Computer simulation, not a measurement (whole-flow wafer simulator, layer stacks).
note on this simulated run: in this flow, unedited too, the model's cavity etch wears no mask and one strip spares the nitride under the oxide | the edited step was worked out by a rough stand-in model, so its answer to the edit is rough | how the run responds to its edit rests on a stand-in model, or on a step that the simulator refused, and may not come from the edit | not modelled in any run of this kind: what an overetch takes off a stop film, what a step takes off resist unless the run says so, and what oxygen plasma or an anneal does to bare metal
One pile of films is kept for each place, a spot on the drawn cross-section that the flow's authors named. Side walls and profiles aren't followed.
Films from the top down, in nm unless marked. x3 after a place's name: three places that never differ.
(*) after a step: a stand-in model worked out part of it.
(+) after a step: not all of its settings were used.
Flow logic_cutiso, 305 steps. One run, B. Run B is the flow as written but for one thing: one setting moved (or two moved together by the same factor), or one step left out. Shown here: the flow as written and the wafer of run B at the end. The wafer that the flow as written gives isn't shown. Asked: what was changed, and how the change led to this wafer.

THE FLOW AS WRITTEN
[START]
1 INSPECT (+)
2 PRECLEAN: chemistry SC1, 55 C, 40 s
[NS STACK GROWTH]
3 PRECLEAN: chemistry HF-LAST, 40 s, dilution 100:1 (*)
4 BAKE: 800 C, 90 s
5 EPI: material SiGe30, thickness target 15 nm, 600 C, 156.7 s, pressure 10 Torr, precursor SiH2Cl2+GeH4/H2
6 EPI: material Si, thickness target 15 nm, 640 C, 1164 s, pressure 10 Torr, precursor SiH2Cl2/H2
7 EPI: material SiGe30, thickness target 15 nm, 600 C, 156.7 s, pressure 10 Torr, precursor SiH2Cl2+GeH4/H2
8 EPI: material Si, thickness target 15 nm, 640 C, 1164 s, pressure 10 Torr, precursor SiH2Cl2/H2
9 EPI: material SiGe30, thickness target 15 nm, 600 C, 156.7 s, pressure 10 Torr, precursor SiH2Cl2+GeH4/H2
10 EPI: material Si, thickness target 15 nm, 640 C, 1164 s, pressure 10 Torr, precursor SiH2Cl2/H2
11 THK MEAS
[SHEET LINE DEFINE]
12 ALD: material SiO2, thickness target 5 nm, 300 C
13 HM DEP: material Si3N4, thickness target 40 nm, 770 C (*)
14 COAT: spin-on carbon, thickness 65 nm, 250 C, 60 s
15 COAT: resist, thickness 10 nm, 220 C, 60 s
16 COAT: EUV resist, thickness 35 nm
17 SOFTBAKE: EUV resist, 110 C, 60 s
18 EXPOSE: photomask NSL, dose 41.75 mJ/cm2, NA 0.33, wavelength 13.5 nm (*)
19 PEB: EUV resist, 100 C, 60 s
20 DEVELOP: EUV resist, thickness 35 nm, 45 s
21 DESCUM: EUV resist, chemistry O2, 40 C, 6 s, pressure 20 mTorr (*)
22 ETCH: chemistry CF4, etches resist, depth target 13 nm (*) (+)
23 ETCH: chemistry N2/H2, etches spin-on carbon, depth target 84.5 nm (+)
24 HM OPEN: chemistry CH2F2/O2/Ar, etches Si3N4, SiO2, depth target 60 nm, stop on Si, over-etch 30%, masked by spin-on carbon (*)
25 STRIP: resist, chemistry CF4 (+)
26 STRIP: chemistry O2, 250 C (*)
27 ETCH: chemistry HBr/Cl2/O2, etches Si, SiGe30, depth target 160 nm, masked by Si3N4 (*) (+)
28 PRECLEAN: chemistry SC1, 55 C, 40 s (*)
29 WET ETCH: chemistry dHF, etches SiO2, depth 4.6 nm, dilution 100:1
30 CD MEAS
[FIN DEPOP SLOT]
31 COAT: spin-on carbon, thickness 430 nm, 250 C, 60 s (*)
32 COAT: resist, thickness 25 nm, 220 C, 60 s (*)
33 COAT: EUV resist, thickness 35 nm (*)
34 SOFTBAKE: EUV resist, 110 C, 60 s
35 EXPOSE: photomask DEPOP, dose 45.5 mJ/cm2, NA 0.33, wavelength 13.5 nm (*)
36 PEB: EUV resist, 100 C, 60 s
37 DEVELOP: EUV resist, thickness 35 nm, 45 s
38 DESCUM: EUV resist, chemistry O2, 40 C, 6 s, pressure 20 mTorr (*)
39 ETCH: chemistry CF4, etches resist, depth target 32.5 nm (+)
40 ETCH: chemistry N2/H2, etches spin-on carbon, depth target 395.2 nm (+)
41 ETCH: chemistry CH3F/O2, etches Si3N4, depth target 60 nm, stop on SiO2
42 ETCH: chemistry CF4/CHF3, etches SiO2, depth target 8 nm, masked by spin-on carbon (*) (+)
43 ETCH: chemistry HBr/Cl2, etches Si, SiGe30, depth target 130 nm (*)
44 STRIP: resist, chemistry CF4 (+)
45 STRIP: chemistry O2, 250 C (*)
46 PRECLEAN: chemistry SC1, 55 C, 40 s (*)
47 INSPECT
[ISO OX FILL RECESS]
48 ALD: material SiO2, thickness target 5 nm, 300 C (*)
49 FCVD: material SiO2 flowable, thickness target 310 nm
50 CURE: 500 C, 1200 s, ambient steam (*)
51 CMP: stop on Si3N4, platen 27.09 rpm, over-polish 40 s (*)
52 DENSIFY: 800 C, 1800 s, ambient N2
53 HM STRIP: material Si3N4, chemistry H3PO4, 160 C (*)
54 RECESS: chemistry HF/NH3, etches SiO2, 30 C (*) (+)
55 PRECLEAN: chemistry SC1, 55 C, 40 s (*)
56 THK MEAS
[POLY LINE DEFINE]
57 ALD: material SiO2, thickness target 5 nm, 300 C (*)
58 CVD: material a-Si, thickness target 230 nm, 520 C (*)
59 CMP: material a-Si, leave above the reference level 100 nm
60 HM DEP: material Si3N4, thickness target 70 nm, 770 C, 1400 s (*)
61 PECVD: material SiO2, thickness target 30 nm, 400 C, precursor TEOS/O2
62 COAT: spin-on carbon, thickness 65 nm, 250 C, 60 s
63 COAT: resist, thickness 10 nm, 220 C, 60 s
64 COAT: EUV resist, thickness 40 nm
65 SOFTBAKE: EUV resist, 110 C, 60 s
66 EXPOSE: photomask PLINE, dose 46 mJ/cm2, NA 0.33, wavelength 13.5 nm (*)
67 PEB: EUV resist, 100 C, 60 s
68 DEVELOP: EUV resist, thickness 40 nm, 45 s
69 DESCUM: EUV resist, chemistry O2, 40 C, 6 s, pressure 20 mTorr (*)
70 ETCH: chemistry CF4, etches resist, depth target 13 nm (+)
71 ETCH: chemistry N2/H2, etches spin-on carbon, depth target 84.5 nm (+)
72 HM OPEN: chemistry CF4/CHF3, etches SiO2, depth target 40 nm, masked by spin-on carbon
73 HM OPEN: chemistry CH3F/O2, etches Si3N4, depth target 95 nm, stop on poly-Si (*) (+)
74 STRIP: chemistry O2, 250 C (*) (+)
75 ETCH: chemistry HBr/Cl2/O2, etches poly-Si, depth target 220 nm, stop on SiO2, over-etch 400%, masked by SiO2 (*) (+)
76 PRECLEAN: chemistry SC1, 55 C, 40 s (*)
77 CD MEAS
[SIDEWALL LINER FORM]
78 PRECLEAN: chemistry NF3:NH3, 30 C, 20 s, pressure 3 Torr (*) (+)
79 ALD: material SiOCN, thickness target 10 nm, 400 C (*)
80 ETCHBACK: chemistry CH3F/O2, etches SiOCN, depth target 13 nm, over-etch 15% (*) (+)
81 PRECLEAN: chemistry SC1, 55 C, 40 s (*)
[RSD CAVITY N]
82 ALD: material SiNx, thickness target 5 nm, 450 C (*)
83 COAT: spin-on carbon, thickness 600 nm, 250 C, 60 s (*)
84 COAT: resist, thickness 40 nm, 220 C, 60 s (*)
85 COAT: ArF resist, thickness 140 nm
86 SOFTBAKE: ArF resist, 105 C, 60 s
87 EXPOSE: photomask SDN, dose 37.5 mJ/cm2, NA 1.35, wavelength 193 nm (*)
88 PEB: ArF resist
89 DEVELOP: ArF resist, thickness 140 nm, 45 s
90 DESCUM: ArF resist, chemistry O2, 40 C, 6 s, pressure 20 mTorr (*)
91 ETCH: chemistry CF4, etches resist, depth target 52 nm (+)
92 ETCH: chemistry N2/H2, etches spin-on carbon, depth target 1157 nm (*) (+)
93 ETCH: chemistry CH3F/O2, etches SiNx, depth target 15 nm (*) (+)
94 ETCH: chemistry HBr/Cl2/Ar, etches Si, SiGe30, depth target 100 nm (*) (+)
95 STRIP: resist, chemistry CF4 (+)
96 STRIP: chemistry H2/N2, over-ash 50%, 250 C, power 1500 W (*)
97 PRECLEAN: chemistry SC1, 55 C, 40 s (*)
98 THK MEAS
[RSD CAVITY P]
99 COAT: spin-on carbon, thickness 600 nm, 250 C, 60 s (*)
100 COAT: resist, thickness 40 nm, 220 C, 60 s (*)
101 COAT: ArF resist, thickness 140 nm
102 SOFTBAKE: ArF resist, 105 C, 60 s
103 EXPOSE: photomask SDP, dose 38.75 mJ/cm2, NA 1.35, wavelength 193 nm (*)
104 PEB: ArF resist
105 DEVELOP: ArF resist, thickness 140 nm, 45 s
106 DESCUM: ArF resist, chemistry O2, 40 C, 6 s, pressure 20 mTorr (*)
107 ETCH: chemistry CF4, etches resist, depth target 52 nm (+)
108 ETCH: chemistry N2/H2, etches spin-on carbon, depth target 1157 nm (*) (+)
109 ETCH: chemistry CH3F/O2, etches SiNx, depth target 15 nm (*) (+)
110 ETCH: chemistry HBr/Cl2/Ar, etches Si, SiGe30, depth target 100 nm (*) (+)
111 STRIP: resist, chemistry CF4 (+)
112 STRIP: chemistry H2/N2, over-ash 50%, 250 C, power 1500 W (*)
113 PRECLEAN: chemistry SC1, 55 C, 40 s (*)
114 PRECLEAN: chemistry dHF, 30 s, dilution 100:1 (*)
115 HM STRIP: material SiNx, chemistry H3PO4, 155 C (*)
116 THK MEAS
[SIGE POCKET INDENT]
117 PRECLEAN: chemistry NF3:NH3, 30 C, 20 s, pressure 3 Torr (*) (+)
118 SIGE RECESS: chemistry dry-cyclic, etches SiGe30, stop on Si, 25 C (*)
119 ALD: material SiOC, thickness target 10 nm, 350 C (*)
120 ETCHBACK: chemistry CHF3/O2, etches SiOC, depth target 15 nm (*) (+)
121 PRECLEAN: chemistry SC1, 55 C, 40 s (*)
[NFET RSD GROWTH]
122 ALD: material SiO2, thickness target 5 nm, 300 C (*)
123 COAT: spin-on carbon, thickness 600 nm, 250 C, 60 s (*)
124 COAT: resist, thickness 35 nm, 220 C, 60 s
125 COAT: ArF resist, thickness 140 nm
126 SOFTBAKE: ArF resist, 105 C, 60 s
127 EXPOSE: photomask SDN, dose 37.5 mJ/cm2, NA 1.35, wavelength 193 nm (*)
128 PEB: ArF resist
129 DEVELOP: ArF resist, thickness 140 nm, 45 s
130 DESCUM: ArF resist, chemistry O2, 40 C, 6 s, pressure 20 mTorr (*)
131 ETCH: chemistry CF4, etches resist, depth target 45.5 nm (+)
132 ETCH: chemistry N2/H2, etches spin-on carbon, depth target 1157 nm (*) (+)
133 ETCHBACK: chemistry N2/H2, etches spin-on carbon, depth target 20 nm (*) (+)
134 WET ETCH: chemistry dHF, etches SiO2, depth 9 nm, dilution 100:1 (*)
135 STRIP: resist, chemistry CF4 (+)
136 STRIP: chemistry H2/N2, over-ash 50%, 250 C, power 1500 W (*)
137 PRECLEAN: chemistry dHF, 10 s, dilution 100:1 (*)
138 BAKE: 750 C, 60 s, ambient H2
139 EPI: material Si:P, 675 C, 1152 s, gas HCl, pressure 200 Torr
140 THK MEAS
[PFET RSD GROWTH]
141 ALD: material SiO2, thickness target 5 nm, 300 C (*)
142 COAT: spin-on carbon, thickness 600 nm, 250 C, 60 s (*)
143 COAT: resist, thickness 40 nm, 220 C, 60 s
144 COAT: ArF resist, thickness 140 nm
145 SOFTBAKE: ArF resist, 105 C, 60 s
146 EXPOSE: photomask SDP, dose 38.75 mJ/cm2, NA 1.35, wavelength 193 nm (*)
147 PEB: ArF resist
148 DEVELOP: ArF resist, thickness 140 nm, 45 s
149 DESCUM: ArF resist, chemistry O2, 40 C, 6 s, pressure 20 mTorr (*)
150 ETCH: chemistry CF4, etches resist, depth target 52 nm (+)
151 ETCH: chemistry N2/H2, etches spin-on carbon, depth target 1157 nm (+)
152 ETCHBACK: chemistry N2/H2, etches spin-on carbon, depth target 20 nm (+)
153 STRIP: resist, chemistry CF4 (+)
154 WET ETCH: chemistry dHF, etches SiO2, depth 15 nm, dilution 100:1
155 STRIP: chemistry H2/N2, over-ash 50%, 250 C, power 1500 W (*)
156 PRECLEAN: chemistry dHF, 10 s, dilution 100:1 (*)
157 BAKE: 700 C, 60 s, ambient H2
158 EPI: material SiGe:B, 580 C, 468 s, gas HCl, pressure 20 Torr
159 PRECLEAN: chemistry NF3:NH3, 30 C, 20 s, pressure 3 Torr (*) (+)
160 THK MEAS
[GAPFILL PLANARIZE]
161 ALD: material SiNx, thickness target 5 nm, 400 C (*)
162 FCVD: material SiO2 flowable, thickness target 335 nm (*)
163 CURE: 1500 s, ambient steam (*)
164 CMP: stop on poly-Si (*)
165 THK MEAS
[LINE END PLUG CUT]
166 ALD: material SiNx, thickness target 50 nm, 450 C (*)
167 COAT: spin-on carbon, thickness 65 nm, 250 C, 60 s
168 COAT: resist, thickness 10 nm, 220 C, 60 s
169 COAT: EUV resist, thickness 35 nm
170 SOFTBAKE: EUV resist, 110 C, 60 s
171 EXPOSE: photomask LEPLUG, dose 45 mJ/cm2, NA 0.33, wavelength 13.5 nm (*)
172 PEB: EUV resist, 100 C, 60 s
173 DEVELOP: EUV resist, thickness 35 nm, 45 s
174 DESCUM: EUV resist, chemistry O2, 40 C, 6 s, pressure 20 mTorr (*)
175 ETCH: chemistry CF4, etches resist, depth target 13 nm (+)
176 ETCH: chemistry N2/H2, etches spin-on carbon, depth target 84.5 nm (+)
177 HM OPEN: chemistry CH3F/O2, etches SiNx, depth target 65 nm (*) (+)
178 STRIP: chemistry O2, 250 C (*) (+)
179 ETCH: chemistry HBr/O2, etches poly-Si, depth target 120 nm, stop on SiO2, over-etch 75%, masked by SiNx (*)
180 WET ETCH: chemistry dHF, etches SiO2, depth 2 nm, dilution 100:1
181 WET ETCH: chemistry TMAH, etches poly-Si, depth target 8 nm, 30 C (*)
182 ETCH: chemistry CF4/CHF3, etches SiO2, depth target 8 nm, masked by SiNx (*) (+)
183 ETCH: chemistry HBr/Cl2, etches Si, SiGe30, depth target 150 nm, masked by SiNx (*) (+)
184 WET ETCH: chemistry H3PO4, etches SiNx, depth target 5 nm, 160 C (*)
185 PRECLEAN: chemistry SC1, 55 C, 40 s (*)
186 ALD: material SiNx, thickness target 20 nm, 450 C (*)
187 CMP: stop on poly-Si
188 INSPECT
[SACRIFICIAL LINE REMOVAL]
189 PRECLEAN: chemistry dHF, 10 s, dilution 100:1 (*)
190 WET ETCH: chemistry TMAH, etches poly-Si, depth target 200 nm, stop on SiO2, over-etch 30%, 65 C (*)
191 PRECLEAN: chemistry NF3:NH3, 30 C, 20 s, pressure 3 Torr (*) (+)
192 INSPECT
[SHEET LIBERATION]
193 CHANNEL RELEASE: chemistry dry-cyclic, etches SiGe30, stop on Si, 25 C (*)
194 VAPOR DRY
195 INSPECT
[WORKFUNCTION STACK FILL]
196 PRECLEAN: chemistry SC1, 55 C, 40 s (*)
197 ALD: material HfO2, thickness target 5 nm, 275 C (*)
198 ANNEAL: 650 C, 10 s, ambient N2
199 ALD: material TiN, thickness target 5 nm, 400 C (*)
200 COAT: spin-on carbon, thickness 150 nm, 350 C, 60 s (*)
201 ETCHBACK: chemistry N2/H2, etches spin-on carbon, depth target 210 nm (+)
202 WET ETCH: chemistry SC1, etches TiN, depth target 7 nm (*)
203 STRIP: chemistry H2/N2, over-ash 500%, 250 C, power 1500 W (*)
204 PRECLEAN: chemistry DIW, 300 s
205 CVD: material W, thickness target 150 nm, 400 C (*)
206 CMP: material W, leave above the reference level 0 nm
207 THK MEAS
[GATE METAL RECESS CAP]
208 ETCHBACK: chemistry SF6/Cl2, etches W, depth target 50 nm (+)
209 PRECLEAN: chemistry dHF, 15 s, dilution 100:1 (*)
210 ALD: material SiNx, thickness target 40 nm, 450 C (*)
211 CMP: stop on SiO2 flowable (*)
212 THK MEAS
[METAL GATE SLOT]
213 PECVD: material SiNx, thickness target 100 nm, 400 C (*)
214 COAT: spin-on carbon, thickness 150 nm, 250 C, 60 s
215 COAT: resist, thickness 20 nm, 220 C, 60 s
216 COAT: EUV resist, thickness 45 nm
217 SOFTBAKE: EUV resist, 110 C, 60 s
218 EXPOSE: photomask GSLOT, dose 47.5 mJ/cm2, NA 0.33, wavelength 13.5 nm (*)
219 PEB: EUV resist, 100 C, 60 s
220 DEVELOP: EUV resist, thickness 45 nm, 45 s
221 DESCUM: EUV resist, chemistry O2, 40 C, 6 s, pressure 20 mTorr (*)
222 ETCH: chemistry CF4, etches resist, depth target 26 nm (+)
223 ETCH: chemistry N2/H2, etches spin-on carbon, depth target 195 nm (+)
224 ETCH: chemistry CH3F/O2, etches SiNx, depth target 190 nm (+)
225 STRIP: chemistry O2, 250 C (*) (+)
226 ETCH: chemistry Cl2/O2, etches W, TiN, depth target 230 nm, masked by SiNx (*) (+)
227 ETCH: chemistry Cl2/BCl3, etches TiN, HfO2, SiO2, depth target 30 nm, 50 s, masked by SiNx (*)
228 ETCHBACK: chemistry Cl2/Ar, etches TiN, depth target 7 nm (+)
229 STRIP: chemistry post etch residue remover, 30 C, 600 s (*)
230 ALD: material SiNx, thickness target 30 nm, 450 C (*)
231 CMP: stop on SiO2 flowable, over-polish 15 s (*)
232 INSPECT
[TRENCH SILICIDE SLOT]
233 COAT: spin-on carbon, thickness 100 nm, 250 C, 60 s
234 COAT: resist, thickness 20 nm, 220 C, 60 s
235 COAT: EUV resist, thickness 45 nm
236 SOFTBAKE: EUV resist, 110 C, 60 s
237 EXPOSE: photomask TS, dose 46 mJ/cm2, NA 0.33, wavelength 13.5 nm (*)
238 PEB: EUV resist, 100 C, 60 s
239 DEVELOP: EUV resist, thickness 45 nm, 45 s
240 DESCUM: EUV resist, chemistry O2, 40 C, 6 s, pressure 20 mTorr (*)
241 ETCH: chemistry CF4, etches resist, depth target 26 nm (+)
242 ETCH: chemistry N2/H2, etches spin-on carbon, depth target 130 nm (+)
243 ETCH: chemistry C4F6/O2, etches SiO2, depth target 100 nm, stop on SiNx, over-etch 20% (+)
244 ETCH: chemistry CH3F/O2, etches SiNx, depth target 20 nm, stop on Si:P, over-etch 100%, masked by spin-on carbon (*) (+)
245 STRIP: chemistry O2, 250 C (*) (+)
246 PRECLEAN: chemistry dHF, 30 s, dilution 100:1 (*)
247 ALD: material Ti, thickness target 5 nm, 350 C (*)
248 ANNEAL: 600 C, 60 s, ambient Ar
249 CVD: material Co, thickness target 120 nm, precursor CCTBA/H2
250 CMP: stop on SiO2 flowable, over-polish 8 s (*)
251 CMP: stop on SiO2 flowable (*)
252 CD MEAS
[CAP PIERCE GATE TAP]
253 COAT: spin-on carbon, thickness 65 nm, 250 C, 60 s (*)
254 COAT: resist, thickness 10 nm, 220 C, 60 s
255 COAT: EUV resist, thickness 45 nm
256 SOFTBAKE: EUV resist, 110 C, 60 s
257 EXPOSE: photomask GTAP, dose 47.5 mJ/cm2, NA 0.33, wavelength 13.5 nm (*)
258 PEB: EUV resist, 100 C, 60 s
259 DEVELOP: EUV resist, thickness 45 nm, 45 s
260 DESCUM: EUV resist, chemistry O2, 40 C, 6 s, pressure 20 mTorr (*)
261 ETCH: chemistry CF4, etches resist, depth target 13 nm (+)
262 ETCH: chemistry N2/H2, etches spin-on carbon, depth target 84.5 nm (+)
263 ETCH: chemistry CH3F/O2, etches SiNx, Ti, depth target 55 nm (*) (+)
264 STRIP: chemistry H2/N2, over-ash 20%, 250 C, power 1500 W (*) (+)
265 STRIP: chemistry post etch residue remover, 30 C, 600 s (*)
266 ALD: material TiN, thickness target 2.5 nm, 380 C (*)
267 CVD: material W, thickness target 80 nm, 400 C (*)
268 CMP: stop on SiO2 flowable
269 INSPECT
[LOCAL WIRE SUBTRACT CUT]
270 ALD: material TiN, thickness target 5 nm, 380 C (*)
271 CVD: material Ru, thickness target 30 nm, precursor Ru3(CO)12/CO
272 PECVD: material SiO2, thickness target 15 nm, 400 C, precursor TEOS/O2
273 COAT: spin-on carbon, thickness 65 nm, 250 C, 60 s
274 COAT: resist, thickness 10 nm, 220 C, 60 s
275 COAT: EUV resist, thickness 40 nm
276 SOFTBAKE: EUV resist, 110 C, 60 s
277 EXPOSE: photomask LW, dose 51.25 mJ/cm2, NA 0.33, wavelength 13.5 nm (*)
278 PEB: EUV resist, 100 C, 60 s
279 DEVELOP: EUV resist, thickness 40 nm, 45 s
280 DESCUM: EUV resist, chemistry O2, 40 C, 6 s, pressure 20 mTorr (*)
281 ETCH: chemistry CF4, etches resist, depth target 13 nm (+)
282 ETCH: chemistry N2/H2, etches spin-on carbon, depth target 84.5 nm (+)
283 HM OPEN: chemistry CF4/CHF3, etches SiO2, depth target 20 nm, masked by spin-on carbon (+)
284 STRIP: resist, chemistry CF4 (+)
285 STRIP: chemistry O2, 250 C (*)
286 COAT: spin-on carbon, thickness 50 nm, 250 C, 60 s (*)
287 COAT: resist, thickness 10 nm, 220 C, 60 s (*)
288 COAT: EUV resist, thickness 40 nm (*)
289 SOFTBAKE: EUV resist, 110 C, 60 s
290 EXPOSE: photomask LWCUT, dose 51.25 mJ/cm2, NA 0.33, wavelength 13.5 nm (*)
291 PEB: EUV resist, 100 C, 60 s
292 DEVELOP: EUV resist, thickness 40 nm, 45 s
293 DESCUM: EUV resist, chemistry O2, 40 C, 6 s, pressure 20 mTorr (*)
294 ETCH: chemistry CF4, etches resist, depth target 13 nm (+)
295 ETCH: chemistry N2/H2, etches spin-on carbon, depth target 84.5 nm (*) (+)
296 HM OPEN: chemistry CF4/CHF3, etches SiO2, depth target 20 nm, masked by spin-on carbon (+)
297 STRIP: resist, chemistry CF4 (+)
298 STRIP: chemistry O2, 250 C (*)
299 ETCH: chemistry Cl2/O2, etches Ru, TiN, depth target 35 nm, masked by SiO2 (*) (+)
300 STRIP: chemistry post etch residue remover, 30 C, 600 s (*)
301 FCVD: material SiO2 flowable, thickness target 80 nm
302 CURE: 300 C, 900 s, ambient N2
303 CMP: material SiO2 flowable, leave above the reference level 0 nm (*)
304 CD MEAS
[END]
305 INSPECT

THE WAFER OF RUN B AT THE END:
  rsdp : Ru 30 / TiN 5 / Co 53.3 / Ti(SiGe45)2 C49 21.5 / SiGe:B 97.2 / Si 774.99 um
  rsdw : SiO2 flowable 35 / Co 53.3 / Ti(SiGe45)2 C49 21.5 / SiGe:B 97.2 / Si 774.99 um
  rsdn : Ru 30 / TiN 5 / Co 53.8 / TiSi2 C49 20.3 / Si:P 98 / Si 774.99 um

The cause: step 247, ALD: thickness target 8 nm was run, where the flow has thickness target 5 nm.

How the change led to this, step by step:
  247 ALD: material Ti, thickness target 5 nm, 350 C (*)
      depop, dpovl, gfld and 19 more: Ti +8 (new film) (as written it would be: Ti +5 (new film))
  248 ANNEAL: 600 C, 60 s, ambient Ar
      rsdp, rsdw: Ti(SiGe45)2 C49 +21.5 (new film), Ti -8 (all of it), SiGe:B -19.1 (as written it would be: Ti(SiGe45) first +8.95 (new film), Ti -5 (all of it), SiGe:B -5.98)
      rsdn: TiSi2 C49 +20.3 (new film), Ti -8 (all of it), Si:P -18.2 (as written it would be: TiSi2 C49 +12.7 (new film), Ti -5 (all of it), Si:P -11.3)
  250 CMP: stop on SiO2 flowable, over-polish 8 s (*)
      iso: Co -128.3 (all of it), Ti -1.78 (as written it would be: Co -127.1)
      rsdx: Co -127.9 (all of it), Ti -2.85 (as written it would be: Co -127.9 (all of it))
      (and at 20 more places)
  251 CMP: stop on SiO2 flowable (*)
      iso: Ti -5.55 (as written it would be: Co -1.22 (all of it), Ti -4.34)
